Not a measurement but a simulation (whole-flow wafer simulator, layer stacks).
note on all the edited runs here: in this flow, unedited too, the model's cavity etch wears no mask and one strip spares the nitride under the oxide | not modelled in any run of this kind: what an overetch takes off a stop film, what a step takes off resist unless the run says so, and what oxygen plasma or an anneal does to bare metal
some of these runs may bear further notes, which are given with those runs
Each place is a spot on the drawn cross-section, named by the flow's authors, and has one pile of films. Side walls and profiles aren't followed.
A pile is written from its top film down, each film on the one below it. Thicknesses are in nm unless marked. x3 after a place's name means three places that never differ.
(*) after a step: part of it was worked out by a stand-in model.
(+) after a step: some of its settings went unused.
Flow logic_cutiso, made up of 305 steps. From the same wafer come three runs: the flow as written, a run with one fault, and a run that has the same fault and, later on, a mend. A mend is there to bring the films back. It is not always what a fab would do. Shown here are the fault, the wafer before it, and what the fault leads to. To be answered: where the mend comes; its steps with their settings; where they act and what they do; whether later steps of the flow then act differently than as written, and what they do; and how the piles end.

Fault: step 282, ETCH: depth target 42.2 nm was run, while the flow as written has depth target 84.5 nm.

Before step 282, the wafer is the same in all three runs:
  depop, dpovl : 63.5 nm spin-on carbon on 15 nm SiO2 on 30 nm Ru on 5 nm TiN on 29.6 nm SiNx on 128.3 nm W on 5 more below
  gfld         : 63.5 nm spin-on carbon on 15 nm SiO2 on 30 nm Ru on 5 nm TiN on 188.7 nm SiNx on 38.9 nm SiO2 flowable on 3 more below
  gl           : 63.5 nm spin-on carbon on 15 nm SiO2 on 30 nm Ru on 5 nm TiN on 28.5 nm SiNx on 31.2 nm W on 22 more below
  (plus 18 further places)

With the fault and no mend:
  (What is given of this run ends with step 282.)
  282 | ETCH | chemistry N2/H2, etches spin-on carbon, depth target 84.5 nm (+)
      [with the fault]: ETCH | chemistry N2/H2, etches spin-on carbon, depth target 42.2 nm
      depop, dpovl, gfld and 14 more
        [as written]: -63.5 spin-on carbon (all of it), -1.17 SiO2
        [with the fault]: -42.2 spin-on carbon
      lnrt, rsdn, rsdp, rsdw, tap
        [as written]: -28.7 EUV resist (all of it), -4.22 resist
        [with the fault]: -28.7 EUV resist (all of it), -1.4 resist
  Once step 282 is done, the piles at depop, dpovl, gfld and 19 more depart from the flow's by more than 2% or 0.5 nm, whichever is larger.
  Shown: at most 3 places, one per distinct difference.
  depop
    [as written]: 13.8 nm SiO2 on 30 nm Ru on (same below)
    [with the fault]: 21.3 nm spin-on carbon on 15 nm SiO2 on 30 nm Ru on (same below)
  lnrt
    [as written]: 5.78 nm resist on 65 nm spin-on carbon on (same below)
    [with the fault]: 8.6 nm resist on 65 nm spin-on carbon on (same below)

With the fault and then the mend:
  The mend follows step 282.
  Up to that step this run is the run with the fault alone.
  282a | ETCH | chemistry N2/H2, etches spin-on carbon, depth target 42.3 nm (*) (+) (the flow's step 282 again, with other settings)
      depop, dpovl, gfld and 14 more
        -21.3 spin-on carbon (all of it), -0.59 SiO2
      lnrt, rsdn, rsdp, rsdw, tap
        -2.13 resist
  Steps further on in the flow that do not act as written (5 other steps are not shown; they differ only slightly, by no more than 2% or 0.5 nm, whichever is larger):
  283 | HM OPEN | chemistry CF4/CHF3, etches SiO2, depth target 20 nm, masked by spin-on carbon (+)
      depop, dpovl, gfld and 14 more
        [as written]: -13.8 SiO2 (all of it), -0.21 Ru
        [with the mend]: -14.4 SiO2 (all of it), -0.19 Ru
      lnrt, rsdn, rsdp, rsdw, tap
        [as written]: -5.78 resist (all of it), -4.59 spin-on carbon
        [with the mend]: -6.47 resist (all of it), -4.36 spin-on carbon
  At the end the piles are close to the flow's at the places that both follow, differing by at most 2% or 0.5 nm, whichever is larger.
